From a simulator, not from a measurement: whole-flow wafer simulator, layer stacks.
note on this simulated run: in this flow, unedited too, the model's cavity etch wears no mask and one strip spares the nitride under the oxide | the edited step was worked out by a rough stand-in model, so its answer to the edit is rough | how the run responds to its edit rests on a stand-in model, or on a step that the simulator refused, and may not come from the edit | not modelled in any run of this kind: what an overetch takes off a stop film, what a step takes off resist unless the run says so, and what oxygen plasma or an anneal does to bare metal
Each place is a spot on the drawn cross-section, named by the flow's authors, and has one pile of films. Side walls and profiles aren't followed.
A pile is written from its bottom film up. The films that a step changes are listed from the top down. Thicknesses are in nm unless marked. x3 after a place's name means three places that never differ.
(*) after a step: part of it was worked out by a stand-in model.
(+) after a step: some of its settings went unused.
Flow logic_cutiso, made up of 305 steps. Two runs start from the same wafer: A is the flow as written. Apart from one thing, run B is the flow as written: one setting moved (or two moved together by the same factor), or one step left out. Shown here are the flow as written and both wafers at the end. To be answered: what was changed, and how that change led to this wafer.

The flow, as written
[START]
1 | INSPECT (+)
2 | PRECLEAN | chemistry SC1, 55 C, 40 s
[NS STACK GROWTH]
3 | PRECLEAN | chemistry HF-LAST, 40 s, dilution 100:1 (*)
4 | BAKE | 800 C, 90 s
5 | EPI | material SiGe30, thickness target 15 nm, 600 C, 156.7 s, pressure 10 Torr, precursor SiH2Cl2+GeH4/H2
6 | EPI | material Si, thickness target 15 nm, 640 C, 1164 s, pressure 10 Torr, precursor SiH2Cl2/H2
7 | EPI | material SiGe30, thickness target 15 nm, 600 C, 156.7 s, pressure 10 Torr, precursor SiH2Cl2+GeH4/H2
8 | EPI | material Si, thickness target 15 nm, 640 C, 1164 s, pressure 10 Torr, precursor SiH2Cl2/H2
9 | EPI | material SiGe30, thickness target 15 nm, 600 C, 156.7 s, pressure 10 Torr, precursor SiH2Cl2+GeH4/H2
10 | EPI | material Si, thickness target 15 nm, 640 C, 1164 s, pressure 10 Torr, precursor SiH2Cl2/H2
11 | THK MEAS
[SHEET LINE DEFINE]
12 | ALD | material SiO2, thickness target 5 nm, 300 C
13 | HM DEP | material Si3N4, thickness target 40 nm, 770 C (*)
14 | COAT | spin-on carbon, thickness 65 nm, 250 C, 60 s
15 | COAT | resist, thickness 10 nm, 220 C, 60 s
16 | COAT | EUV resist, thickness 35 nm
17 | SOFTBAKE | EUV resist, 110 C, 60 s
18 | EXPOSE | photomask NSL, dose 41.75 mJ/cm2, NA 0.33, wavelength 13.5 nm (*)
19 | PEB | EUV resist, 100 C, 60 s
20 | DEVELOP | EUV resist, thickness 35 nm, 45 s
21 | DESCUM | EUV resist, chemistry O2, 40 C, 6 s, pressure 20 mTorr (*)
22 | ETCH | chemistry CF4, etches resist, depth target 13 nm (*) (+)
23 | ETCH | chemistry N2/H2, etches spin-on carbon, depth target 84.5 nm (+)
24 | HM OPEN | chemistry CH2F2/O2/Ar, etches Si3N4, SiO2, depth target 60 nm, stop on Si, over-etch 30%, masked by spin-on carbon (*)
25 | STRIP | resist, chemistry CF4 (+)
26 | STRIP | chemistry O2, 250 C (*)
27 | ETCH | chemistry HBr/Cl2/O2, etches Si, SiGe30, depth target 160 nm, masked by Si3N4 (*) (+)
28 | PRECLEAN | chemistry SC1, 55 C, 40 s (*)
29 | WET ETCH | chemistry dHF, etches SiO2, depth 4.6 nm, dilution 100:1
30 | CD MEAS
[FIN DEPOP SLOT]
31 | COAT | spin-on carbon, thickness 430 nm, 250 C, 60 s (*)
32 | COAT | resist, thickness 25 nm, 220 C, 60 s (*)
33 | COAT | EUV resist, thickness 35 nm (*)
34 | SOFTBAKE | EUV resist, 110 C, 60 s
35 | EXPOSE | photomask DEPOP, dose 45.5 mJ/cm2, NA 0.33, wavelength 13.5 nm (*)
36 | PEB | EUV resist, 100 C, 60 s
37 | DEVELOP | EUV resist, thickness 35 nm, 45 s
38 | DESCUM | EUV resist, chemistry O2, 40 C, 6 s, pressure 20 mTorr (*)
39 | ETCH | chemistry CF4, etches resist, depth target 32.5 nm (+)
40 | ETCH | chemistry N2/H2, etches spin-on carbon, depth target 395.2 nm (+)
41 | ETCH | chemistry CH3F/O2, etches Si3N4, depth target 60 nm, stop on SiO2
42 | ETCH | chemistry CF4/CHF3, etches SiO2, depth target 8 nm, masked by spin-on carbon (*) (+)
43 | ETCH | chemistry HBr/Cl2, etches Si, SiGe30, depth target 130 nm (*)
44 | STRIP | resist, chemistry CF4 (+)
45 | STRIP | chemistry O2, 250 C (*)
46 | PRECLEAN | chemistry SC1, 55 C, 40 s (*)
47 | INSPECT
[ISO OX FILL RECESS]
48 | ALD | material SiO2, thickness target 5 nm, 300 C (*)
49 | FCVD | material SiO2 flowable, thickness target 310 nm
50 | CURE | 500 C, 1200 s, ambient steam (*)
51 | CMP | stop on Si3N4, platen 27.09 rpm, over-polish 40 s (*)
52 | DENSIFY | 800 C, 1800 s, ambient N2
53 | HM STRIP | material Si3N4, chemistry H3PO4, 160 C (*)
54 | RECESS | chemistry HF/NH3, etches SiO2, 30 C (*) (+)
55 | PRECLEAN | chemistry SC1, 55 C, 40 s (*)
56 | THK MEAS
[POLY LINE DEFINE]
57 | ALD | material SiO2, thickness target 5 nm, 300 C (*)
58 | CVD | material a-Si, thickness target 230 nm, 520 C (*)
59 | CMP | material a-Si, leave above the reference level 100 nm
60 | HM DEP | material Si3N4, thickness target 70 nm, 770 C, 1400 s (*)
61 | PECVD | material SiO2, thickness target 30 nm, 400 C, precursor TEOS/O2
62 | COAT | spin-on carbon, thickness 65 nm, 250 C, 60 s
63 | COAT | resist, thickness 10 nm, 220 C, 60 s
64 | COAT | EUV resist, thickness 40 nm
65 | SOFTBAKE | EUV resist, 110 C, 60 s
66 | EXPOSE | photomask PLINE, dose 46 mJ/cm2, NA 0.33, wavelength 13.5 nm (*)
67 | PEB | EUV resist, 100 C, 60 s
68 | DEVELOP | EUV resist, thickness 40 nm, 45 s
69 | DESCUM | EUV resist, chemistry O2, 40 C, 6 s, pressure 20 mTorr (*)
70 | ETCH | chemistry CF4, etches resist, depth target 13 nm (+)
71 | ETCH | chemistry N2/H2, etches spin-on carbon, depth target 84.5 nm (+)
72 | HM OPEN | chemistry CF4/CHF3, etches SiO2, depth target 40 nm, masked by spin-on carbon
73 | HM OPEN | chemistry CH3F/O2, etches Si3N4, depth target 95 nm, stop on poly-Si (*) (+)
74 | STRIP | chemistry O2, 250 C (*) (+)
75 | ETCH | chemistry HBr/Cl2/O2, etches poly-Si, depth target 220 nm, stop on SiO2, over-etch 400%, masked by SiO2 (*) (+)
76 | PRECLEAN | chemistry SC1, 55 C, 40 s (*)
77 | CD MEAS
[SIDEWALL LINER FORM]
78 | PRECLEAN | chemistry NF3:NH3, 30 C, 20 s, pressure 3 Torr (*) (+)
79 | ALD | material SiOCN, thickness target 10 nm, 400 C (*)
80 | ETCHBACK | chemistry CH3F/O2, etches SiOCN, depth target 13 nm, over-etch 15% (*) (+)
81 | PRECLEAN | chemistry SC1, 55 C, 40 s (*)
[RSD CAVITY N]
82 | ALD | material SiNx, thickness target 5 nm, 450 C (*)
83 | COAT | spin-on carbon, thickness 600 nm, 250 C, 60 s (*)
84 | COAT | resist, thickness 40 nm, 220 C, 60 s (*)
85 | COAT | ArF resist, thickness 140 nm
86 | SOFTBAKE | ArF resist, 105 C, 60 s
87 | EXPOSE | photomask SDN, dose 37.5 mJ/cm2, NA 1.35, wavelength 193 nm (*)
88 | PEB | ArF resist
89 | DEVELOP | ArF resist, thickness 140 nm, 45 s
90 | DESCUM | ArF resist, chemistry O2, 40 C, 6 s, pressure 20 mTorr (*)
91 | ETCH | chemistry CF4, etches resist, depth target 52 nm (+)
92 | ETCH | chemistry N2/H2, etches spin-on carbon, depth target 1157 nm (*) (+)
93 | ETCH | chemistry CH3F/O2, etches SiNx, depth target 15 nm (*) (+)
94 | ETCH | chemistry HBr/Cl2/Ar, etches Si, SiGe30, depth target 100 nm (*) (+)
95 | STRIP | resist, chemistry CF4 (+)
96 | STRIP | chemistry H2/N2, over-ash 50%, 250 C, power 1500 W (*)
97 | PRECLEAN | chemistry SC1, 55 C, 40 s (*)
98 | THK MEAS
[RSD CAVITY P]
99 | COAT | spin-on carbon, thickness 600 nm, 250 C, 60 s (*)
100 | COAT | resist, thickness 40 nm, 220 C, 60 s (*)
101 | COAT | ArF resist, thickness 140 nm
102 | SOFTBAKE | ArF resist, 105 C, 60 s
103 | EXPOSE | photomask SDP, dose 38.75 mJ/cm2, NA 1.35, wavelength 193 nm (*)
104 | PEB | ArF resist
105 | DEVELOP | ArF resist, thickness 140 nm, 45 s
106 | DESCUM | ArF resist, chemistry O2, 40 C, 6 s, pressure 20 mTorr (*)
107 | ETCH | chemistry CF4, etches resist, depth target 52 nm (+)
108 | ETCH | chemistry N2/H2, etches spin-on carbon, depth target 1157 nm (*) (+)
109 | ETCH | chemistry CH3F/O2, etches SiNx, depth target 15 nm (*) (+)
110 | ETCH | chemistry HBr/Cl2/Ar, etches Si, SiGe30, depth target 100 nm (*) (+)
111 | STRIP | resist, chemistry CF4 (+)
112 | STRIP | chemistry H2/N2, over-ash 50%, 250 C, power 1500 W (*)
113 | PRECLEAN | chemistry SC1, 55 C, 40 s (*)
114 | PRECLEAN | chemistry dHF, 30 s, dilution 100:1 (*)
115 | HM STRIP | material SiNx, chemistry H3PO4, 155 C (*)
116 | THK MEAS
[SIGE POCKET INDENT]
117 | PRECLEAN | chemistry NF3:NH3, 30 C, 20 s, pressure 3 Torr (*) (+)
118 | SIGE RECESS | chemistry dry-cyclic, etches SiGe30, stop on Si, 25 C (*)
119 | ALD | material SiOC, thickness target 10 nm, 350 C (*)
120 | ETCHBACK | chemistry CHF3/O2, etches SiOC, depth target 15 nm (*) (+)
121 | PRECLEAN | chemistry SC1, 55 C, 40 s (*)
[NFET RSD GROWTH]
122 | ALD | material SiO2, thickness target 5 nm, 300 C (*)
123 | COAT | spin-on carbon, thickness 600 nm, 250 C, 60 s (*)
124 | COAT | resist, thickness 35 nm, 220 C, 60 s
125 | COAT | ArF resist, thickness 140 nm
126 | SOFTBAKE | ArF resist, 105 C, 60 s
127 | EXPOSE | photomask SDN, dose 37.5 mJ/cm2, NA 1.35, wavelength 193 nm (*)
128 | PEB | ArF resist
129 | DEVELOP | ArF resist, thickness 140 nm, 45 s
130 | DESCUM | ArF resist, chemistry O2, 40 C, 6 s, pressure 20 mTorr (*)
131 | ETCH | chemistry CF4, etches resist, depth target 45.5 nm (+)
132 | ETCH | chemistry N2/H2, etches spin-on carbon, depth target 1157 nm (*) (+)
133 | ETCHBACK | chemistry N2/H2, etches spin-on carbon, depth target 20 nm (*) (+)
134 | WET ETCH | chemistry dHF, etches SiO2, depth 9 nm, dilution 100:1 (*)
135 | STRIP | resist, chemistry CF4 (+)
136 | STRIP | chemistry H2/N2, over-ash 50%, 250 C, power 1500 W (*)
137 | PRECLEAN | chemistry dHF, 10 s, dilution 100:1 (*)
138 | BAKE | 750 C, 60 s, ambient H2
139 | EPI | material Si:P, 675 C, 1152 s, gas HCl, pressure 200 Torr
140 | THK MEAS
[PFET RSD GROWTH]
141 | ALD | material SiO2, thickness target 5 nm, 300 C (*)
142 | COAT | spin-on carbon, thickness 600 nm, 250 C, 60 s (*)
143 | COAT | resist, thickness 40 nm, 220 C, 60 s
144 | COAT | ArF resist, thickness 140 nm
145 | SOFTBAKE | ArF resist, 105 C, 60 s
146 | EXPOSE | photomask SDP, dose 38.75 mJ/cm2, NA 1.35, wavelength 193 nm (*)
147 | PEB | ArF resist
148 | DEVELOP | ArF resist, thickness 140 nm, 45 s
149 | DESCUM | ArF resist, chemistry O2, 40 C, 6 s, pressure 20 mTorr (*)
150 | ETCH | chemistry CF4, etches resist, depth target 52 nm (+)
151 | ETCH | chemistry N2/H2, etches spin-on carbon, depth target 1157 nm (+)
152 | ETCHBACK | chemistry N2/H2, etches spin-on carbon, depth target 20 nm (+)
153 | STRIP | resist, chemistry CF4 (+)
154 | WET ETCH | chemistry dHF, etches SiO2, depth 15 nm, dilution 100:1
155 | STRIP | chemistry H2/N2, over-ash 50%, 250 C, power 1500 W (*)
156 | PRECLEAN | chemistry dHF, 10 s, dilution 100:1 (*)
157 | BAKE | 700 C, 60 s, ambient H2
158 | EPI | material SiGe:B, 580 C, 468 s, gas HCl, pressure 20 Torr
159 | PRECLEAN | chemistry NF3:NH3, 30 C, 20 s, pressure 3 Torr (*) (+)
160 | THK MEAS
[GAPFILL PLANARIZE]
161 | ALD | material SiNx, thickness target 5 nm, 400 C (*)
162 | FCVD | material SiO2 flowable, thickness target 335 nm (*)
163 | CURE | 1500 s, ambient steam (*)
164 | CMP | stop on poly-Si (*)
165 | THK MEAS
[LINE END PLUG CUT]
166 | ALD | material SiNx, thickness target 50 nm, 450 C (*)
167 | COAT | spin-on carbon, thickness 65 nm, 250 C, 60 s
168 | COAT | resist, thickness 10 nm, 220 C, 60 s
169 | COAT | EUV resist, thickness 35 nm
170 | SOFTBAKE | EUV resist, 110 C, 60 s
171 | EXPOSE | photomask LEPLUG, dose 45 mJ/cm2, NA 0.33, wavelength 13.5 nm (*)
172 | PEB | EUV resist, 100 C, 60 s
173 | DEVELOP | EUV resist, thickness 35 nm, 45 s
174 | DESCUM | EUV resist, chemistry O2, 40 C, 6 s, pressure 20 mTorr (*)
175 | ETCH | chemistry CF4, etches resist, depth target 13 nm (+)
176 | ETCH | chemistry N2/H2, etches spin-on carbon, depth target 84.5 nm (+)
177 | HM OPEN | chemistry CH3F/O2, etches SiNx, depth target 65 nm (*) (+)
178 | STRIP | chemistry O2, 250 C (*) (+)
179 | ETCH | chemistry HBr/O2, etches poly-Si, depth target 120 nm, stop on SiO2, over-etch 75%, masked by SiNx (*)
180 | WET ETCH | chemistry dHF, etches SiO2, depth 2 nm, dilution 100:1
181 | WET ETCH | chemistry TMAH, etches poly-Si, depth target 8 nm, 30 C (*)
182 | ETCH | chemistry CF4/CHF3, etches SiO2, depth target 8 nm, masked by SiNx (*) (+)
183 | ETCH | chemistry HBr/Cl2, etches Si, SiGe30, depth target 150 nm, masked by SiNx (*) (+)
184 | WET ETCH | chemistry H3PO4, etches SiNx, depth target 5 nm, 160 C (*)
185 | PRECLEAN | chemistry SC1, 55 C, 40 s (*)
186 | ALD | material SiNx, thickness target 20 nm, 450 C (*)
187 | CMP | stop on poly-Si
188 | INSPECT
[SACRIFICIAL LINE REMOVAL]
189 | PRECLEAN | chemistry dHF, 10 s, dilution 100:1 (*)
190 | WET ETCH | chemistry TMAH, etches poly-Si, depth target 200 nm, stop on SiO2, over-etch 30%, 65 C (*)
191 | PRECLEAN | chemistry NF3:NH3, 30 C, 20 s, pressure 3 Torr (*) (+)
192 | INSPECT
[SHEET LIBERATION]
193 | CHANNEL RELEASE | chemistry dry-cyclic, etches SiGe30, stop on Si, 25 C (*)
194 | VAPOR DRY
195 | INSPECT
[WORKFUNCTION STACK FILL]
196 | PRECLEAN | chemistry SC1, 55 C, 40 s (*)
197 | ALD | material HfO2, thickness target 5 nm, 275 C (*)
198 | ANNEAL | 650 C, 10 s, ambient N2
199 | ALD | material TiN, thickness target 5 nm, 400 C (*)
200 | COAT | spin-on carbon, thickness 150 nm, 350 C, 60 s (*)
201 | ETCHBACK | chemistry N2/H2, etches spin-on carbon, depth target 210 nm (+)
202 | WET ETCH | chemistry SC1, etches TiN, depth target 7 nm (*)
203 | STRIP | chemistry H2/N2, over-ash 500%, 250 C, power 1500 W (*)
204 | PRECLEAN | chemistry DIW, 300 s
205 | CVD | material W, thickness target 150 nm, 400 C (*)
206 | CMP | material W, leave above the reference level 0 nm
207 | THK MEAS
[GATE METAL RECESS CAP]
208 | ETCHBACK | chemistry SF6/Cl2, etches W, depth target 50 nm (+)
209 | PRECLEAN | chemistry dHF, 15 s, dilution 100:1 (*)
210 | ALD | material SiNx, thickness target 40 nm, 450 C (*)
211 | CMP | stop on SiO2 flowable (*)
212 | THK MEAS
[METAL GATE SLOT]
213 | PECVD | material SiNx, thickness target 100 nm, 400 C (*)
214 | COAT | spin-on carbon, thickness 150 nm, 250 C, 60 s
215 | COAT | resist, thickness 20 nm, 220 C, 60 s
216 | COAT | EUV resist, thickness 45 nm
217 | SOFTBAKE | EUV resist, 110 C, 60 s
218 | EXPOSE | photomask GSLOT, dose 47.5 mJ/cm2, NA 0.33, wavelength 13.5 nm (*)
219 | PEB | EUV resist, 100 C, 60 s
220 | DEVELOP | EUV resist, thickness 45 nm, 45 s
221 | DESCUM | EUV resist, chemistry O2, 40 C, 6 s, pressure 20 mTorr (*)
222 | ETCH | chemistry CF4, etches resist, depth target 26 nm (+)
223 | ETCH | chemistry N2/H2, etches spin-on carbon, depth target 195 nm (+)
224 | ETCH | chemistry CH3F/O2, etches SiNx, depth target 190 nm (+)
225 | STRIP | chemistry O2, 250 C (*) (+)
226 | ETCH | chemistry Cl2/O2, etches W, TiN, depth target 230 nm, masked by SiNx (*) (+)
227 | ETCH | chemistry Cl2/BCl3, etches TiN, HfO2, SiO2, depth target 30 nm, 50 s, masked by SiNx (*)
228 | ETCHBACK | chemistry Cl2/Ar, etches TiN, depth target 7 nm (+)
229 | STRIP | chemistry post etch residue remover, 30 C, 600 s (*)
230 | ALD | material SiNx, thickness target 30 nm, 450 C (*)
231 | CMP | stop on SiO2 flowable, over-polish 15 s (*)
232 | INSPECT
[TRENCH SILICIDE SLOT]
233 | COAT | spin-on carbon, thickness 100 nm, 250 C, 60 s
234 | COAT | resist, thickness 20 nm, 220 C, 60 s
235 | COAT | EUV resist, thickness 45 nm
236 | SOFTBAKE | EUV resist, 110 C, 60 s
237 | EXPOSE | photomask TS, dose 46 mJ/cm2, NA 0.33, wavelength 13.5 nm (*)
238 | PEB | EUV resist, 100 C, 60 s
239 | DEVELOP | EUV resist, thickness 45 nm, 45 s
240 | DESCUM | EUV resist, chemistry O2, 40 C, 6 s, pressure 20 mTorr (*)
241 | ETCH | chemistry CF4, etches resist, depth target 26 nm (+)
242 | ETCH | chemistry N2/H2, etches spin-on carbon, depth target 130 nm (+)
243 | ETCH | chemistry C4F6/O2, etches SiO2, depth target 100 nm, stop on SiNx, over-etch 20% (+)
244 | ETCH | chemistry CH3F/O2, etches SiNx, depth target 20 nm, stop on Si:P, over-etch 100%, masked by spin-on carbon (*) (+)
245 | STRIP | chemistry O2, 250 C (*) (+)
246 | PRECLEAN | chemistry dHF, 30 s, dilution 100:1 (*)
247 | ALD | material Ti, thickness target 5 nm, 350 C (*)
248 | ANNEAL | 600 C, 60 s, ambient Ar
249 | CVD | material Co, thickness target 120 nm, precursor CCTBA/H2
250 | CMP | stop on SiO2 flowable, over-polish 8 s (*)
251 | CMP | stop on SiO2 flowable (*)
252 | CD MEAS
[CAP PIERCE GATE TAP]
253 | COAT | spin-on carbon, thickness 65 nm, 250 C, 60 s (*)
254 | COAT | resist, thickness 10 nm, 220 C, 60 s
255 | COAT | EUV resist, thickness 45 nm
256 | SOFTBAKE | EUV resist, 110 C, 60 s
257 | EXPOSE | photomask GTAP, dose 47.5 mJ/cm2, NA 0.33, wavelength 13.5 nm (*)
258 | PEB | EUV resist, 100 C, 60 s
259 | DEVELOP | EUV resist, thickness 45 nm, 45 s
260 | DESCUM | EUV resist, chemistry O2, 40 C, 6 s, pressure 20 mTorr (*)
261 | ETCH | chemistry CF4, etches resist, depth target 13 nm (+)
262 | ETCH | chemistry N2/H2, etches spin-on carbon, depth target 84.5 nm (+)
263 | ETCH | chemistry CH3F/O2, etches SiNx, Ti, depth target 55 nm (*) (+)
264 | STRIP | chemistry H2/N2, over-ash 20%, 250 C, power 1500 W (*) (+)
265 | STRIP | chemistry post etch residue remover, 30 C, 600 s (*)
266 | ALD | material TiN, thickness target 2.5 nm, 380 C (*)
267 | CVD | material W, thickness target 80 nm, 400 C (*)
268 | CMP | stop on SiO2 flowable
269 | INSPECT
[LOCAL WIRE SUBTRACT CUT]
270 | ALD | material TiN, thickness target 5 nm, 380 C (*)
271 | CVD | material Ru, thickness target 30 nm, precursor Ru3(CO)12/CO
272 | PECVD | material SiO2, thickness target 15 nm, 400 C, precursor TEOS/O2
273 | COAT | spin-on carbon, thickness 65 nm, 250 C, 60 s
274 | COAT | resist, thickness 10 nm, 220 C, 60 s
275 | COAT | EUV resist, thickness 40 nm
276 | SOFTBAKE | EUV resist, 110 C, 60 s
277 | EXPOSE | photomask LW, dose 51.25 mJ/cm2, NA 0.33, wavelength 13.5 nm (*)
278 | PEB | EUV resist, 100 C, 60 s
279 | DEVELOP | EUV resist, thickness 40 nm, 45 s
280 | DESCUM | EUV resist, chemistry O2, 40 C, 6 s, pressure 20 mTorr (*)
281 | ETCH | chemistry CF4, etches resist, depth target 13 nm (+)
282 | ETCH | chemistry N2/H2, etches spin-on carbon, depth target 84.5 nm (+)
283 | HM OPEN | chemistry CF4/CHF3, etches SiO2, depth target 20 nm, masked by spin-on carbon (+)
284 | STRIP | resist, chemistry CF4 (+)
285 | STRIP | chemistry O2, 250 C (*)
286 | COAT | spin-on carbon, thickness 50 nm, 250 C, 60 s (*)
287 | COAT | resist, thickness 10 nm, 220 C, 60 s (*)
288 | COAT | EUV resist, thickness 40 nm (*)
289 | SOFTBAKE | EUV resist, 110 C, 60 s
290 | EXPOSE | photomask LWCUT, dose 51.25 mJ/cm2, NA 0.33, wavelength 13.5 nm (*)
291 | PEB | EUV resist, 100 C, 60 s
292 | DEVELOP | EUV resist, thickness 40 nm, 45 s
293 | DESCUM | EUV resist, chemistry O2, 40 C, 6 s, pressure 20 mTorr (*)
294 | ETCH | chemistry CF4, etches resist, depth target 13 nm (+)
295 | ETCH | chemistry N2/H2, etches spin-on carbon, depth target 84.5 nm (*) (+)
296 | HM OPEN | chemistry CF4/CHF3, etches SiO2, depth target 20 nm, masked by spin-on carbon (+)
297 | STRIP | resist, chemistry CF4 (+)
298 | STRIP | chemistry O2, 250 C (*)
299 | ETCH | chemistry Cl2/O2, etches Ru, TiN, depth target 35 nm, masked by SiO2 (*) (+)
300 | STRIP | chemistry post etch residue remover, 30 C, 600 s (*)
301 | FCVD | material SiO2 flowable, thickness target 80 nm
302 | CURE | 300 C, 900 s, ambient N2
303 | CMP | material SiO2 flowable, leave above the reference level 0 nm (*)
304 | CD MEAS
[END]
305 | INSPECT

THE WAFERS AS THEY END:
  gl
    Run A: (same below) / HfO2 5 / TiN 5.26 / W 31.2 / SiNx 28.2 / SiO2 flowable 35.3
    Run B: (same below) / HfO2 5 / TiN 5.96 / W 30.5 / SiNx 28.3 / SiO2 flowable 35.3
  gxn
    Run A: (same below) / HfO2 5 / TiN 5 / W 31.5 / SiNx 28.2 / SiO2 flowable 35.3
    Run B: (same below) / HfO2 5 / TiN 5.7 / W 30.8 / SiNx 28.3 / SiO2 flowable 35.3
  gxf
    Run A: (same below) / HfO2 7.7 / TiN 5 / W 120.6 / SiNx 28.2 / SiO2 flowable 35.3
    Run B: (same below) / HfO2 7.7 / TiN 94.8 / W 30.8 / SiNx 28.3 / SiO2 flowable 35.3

What caused this: step 199, ALD: thickness target 5.7 nm was run, while the flow as written has thickness target 5 nm.
One can read it off the wafer: gxn has TiN 5.7, and step 199 as written asks for 5 nm.

How this came from the change, step by step:
  199 | ALD | material TiN, thickness target 5 nm, 400 C (*)
      depop, dpovl, iso and 11 more: A +5 TiN (new film) | B +5.7 TiN (new film)
      gl, glp, tap: A +5.26 TiN (new film), +4.49 TiN (new film), -4.49 cavity (all of it), +4.49 TiN (new film), -4.49 cavity (all of it), +4.49 TiN (new film), -4.49 cavity (all of it) | B +5.96 TiN (new film), +4.49 TiN (new film), -4.49 cavity (all of it), +4.49 TiN (new film), -4.49 cavity (all of it), +4.49 TiN (new film), -4.49 cavity (all of it)
      (as well as at 5 more places)
  200 | COAT | spin-on carbon, thickness 150 nm, 350 C, 60 s (*)
      gxf: A +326 spin-on carbon (new film) | B +239.2 spin-on carbon (new film)
  202 | WET ETCH | chemistry SC1, etches TiN, depth target 7 nm (*)
      depop, dpovl, iso and 12 more: A -5 TiN (all of it) | B -5.7 TiN (all of it)
  203 | STRIP | chemistry H2/N2, over-ash 500%, 250 C, power 1500 W (*)
      gxn, gxp: A -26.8 spin-on carbon (all of it) | B -29.1 spin-on carbon (all of it)
      gl: A -26.7 spin-on carbon (all of it) | B -28.9 spin-on carbon (all of it)
      (as well as at 3 more places)
  205 | CVD | material W, thickness target 150 nm, 400 C (*)
      gxf: A +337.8 W (new film) | B +248 W (new film)
  226 | ETCH | chemistry Cl2/O2, etches W, TiN, depth target 230 nm, masked by SiNx (*) (+)
      gfld: A -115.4 W (all of it), -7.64 TiN (all of it), -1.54 HfO2 | B -114.7 W (all of it), -8.34 TiN (all of it), -1.54 HfO2
